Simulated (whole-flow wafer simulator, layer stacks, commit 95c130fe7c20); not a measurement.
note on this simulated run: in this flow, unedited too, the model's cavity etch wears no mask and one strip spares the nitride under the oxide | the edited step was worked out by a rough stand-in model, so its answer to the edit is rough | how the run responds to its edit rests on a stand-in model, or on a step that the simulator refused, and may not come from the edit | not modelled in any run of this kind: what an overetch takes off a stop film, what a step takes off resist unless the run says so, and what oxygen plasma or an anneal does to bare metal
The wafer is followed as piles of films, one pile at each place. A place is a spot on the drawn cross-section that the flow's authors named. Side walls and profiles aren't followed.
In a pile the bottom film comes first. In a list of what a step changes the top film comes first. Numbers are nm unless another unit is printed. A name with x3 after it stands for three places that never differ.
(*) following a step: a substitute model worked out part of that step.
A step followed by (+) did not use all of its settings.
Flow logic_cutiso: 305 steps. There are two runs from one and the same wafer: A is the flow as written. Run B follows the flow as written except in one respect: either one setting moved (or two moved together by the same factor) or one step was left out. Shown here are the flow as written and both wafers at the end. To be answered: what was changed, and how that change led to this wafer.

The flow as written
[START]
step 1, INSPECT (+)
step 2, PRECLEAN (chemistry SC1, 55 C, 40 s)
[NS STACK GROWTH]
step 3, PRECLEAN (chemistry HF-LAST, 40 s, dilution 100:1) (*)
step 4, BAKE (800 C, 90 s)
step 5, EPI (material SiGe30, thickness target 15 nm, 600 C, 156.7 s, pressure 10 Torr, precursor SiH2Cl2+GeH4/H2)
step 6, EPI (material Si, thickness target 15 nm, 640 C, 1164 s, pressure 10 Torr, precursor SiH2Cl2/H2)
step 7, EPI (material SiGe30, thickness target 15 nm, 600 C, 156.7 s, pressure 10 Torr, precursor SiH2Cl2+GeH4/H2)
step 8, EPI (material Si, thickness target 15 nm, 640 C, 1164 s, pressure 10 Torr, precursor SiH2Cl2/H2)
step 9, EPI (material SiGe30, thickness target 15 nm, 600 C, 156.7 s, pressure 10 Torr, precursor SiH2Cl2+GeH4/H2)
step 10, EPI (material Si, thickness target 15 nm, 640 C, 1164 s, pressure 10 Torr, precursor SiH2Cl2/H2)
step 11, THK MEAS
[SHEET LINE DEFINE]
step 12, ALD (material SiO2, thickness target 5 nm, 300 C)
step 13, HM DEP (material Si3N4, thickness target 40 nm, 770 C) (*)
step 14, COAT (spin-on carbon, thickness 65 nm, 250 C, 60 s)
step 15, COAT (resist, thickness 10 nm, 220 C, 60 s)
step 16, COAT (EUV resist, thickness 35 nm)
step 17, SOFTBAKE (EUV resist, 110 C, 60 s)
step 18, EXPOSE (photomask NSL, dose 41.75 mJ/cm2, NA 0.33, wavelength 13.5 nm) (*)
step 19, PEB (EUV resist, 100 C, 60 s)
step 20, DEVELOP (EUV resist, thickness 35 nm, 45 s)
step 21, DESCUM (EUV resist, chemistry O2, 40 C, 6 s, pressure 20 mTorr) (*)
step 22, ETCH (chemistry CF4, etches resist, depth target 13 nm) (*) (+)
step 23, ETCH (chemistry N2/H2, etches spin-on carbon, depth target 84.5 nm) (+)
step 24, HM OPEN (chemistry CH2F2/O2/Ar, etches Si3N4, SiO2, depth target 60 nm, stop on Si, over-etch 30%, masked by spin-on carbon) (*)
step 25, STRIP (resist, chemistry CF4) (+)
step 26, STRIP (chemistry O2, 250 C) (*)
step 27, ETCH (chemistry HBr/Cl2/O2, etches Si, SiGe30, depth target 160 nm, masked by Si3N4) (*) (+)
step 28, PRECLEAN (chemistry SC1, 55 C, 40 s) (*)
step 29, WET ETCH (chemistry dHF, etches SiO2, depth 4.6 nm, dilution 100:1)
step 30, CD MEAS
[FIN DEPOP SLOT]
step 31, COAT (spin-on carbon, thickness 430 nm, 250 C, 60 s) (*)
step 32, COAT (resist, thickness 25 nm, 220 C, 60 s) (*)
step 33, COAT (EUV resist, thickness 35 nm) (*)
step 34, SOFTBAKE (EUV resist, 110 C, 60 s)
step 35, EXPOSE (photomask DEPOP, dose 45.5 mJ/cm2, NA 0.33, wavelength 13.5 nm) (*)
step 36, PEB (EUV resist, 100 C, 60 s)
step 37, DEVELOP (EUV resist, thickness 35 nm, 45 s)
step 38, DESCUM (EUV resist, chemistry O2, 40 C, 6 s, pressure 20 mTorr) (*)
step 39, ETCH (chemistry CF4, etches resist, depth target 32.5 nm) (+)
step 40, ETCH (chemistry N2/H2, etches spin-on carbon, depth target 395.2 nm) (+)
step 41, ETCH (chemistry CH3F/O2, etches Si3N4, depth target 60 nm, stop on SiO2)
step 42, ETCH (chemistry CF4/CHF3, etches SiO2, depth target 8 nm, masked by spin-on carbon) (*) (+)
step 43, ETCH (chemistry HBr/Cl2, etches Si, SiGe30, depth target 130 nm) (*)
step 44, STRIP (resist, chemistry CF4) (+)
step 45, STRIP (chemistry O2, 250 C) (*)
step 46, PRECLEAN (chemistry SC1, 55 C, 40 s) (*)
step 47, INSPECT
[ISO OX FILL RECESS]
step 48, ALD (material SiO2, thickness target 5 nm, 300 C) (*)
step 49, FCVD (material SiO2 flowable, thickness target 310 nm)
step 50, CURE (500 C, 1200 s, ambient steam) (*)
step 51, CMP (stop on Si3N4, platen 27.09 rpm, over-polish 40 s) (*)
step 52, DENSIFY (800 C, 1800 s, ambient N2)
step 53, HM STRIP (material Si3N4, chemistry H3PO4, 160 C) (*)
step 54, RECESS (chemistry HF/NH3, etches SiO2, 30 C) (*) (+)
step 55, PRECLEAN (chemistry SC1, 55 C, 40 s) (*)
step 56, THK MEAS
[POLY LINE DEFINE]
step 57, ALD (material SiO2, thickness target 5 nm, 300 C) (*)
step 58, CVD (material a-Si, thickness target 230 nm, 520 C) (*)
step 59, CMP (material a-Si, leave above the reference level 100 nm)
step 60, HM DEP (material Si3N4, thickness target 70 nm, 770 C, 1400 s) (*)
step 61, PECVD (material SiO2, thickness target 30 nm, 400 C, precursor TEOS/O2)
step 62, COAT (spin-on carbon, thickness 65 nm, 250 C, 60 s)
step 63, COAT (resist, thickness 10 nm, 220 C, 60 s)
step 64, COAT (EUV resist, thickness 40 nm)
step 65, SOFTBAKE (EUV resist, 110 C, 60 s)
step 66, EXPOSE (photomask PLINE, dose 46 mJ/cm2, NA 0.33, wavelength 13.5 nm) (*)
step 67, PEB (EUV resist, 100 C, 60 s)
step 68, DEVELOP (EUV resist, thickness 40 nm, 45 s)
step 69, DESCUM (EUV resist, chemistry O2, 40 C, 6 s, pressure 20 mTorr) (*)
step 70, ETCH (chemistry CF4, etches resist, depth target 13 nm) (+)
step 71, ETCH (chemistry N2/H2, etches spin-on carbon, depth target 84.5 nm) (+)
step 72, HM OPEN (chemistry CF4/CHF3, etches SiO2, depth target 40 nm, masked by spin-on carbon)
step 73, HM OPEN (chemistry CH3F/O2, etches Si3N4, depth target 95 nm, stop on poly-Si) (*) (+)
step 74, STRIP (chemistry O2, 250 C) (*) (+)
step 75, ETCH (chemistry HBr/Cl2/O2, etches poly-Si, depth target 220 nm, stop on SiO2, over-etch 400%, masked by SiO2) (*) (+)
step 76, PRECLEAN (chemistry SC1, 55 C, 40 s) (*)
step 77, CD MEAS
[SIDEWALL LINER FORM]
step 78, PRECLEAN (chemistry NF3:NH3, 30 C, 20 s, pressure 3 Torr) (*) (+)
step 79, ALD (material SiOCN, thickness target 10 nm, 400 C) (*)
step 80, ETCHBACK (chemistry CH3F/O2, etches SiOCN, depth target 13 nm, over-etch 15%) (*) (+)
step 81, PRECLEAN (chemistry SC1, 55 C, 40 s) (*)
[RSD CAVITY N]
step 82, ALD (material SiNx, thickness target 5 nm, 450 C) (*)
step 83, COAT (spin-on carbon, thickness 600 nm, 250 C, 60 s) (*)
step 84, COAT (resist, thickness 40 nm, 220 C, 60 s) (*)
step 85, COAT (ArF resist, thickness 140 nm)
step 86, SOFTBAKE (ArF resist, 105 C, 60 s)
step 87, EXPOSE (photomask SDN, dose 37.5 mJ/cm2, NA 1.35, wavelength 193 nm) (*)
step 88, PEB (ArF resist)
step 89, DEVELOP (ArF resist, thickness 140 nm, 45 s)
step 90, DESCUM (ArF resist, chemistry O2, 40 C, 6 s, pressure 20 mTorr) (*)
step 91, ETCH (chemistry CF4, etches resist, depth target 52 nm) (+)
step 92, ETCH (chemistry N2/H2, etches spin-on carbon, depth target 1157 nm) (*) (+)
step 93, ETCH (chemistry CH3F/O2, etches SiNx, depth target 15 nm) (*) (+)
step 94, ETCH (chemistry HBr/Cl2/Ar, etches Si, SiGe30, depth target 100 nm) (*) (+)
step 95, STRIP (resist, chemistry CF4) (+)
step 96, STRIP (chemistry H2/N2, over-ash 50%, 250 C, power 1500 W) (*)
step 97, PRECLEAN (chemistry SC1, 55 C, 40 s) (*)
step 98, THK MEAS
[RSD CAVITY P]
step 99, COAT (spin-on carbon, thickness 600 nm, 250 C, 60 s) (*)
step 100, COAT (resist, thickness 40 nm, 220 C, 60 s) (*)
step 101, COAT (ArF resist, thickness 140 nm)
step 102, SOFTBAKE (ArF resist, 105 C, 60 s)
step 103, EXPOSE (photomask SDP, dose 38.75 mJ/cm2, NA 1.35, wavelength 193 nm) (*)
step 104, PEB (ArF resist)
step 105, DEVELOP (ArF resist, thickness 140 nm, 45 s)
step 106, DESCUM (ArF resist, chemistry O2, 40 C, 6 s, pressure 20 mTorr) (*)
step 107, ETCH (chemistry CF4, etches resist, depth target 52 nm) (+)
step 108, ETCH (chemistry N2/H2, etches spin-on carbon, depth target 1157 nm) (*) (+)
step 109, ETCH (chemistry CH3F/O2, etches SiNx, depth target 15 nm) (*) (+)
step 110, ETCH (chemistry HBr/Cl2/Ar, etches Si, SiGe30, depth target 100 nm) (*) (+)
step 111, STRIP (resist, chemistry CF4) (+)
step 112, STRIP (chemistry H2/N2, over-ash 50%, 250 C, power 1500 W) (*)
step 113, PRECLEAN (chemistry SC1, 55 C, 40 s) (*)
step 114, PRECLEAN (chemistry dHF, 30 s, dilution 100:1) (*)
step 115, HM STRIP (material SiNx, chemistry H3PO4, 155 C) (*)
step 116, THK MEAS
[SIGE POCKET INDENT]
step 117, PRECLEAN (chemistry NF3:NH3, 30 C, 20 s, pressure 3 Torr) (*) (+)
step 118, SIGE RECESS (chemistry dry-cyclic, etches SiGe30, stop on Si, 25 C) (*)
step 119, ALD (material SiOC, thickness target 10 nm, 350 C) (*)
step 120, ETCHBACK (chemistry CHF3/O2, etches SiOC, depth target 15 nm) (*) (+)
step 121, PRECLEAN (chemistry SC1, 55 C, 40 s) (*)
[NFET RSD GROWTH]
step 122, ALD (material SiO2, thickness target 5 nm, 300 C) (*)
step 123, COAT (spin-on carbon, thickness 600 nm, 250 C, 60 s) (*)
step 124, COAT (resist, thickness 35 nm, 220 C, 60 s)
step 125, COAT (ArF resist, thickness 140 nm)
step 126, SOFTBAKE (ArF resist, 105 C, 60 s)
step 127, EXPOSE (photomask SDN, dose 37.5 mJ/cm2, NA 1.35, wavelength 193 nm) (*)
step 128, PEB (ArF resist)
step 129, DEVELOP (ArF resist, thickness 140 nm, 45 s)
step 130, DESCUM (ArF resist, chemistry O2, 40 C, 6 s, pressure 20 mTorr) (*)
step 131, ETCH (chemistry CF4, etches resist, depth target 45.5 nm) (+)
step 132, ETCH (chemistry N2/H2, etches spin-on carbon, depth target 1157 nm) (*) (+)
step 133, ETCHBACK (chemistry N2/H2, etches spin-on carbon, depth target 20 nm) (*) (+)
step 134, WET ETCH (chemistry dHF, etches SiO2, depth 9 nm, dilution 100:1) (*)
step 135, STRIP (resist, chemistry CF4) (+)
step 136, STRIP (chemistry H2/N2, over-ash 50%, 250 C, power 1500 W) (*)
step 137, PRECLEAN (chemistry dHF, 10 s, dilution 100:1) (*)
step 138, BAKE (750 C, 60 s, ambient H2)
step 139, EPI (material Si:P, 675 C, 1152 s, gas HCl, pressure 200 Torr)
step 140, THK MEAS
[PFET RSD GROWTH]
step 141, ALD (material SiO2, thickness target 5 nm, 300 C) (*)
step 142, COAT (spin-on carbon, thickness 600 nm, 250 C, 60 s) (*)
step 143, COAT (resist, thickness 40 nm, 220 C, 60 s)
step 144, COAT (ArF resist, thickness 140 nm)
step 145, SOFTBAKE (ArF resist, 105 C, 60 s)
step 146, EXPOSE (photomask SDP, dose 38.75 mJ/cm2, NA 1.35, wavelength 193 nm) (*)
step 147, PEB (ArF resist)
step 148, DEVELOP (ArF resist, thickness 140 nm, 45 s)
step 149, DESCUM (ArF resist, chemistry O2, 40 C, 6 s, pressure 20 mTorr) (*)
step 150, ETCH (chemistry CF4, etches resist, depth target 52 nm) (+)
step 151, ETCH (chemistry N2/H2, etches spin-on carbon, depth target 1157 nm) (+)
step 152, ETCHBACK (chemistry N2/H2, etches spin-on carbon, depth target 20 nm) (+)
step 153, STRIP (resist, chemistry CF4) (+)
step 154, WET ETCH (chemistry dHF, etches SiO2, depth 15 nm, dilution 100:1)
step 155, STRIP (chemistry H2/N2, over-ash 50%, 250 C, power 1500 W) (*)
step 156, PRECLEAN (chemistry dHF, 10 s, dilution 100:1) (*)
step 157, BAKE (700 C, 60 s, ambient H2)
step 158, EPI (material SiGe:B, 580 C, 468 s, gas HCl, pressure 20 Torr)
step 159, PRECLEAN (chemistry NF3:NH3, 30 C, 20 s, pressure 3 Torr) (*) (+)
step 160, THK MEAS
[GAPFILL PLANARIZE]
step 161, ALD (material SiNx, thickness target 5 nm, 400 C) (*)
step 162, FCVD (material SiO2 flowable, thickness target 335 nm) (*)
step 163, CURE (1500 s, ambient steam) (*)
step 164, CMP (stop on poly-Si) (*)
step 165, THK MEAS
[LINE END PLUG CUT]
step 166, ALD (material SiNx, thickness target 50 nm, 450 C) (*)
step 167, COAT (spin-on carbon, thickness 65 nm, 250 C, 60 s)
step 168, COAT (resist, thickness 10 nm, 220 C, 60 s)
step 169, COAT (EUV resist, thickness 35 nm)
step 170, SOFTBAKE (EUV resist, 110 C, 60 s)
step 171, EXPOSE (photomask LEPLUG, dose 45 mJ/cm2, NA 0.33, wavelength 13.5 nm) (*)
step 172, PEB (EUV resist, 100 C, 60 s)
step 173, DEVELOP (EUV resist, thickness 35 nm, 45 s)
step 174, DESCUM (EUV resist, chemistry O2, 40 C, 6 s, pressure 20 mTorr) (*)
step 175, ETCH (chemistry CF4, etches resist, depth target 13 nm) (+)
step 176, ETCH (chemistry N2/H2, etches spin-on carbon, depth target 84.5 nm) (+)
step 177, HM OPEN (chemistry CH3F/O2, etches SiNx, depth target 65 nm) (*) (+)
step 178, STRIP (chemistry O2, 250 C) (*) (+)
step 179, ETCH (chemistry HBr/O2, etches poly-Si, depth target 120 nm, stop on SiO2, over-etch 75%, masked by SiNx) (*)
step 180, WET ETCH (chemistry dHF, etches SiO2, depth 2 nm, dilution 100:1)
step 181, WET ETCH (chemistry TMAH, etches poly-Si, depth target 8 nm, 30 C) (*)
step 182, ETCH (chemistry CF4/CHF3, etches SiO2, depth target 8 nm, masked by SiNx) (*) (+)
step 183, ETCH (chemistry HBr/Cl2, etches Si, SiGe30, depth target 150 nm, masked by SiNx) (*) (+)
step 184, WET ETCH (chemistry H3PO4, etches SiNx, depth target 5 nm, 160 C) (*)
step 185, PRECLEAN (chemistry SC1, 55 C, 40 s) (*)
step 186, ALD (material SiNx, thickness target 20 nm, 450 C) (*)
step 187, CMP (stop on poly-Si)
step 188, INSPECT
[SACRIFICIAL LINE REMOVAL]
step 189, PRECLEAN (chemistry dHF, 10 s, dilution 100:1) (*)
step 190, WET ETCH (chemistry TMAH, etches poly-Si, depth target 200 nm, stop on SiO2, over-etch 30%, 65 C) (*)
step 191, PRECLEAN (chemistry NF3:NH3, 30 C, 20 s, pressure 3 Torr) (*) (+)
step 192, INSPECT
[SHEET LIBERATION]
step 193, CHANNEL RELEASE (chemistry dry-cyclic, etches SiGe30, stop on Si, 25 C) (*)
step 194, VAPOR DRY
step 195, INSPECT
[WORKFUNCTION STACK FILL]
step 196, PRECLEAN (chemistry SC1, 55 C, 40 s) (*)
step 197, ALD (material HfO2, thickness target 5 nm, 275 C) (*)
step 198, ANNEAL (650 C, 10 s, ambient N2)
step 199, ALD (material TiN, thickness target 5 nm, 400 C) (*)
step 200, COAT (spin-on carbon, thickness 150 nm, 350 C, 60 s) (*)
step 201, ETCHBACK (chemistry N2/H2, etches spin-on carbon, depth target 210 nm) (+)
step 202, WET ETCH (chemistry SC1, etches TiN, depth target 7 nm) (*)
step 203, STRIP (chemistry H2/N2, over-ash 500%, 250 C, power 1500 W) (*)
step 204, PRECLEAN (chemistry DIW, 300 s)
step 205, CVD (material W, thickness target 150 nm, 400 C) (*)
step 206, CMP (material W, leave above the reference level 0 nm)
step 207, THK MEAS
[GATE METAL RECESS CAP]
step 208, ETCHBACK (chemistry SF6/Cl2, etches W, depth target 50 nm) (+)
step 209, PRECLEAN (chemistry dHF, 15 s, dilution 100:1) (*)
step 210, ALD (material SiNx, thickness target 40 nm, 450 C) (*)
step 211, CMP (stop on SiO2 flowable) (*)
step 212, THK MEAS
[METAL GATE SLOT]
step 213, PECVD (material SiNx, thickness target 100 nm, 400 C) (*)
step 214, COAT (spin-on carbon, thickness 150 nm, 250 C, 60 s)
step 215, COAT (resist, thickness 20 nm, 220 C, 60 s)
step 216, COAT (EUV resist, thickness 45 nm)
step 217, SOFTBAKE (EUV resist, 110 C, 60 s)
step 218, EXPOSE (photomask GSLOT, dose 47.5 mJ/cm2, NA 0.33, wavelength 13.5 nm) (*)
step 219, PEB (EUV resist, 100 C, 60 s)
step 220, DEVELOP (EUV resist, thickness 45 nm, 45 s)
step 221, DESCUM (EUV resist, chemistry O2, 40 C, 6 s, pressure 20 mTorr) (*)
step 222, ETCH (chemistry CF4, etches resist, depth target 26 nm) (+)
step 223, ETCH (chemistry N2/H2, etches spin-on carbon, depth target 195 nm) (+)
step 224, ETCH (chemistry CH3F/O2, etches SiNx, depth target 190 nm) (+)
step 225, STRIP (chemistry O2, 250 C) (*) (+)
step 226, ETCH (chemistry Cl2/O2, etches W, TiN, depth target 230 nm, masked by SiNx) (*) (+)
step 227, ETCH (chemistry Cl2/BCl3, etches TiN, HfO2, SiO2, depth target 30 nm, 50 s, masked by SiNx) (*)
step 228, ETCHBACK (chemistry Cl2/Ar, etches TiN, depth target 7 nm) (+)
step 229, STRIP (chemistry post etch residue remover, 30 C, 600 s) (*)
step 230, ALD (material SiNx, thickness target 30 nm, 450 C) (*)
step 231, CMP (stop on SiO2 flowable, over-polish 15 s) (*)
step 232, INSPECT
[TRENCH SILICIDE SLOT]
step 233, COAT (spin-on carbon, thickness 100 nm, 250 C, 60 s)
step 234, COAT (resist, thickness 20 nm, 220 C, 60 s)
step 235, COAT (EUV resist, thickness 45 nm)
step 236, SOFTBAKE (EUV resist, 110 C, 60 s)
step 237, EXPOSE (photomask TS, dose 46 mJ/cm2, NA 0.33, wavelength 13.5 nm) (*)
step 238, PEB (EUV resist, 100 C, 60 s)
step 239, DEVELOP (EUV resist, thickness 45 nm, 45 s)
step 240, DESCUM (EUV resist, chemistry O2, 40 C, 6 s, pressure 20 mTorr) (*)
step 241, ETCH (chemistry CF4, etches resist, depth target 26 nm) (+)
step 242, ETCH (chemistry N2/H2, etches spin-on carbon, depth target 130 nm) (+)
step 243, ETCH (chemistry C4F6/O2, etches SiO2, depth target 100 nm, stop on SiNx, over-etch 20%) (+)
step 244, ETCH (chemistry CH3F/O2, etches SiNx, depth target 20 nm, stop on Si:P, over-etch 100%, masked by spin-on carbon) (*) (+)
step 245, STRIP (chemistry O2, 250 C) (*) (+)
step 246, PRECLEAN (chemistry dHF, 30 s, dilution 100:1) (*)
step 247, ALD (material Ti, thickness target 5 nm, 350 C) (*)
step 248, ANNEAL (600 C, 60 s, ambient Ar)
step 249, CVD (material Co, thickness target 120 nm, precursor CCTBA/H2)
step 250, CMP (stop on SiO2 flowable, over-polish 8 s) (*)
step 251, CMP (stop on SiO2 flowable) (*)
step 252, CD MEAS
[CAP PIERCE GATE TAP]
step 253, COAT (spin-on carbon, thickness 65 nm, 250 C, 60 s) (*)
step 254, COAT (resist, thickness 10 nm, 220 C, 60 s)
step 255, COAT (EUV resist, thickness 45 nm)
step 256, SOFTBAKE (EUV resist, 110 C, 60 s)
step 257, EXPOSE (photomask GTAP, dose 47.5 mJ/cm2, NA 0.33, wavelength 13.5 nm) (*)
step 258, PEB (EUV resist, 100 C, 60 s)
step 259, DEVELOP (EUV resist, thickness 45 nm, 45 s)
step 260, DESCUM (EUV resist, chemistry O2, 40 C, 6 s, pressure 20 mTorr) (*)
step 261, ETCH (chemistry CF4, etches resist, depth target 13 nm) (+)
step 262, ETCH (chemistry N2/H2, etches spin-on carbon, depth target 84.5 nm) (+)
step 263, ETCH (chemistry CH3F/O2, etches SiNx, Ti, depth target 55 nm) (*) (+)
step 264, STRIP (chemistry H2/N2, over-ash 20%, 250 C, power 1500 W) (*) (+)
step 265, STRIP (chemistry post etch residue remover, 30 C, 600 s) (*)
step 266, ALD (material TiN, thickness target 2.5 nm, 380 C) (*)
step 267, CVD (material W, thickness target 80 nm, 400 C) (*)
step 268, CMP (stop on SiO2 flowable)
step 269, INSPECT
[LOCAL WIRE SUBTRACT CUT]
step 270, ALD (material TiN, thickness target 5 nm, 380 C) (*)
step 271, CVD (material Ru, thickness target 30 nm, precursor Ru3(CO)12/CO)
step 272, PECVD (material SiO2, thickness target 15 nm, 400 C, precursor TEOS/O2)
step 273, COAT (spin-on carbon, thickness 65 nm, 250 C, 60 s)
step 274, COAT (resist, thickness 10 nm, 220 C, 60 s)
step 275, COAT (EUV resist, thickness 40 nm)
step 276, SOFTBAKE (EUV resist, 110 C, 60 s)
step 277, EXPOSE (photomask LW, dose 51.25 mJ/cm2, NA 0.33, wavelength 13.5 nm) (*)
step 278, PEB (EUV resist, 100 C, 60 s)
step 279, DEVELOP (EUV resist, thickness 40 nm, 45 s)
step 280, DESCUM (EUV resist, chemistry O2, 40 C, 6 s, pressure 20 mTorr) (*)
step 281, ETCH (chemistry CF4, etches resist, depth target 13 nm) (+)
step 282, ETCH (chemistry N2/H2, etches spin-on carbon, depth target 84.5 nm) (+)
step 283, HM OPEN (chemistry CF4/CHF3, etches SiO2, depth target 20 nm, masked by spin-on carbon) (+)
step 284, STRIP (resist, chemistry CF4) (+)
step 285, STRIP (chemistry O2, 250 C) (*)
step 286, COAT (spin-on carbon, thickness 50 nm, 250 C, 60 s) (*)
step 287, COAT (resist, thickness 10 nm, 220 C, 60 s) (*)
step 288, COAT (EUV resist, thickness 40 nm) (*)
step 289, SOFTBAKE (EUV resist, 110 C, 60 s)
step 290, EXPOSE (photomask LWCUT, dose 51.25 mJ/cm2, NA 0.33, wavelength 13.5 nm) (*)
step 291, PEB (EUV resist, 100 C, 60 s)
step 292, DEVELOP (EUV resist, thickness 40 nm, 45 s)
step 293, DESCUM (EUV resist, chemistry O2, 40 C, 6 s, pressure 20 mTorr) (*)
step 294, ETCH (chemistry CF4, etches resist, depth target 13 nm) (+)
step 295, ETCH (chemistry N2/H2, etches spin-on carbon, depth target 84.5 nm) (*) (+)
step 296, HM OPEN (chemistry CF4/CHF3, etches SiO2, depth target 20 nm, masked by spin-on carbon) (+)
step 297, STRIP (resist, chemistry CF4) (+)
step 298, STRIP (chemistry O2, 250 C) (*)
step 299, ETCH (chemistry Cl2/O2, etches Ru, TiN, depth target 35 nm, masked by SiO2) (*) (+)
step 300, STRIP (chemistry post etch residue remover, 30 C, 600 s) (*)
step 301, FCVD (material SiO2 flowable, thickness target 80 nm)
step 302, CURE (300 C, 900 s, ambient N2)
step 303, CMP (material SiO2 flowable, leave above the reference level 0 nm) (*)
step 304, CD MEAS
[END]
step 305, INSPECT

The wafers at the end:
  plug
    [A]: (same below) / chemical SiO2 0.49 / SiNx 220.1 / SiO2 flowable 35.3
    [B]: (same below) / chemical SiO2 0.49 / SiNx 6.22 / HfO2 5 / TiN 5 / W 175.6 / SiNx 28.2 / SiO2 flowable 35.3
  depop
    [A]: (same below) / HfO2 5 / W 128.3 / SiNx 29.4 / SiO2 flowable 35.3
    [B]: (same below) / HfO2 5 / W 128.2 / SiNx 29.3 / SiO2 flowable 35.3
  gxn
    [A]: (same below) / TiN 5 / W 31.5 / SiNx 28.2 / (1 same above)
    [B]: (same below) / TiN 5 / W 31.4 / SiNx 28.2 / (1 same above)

The reason: step 186, ALD: thickness target 8 nm was run, while the flow as written has thickness target 20 nm.

The path from the change to this, step by step:
  step 186, ALD (material SiNx, thickness target 20 nm, 450 C) (*)
      depop, dpovl, gfld and 18 more: A +20 SiNx | B +8 SiNx
      plug: A +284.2 SiNx (new film) | B +8 SiNx (new film)
  step 187, CMP (stop on poly-Si)
      plug: A -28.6 SiNx | B nothing
      depop, dpovl, gfld and 18 more: A -28.6 SiNx (all of it) | B -16.6 SiNx (all of it)
  step 200, COAT (spin-on carbon, thickness 150 nm, 350 C, 60 s) (*)
      lnr, lnrp: A +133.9 spin-on carbon (new film) | B +129.8 spin-on carbon (new film)
      iso: A +145.4 spin-on carbon (new film) | B +142 spin-on carbon (new film)
      (also at 7 further places)
  step 201, ETCHBACK (chemistry N2/H2, etches spin-on carbon, depth target 210 nm) (+)
      plug: A -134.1 spin-on carbon (all of it) | B -210 spin-on carbon
      lnr, lnrp: A -133.9 spin-on carbon (all of it) | B -129.8 spin-on carbon (all of it)
      (also at 7 further places)
  step 202, WET ETCH (chemistry SC1, etches TiN, depth target 7 nm) (*)
      plug: A -5 TiN (all of it) | B -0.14 spin-on carbon
  step 203, STRIP (chemistry H2/N2, over-ash 500%, 250 C, power 1500 W) (*)
      plug: A nothing | B -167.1 spin-on carbon (all of it)
      gxn, gxp: A -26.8 spin-on carbon (all of it) | B -23.3 spin-on carbon (all of it)
      (also at 5 further places)
  step 205, CVD (material W, thickness target 150 nm, 400 C) (*)
      plug: A +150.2 W (new film) | B +392.8 W (new film)
  step 206, CMP (material W, leave above the reference level 0 nm)
      plug: A -150.2 W (all of it), -5 HfO2 (all of it), -12 SiNx | B -167.2 W
  step 208, ETCHBACK (chemistry SF6/Cl2, etches W, depth target 50 nm) (+)
      plug: A -12.5 SiNx | B -50 W
  step 210, ALD (material SiNx, thickness target 40 nm, 450 C) (*)
      plug: A +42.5 SiNx | B +82.6 SiNx (new film)
  step 211, CMP (stop on SiO2 flowable) (*)
      plug: A -40.3 SiNx | B -43.3 SiNx
With metal films that touch counted as one body, plug has 1 body; the flow as written gives 0 bodies.
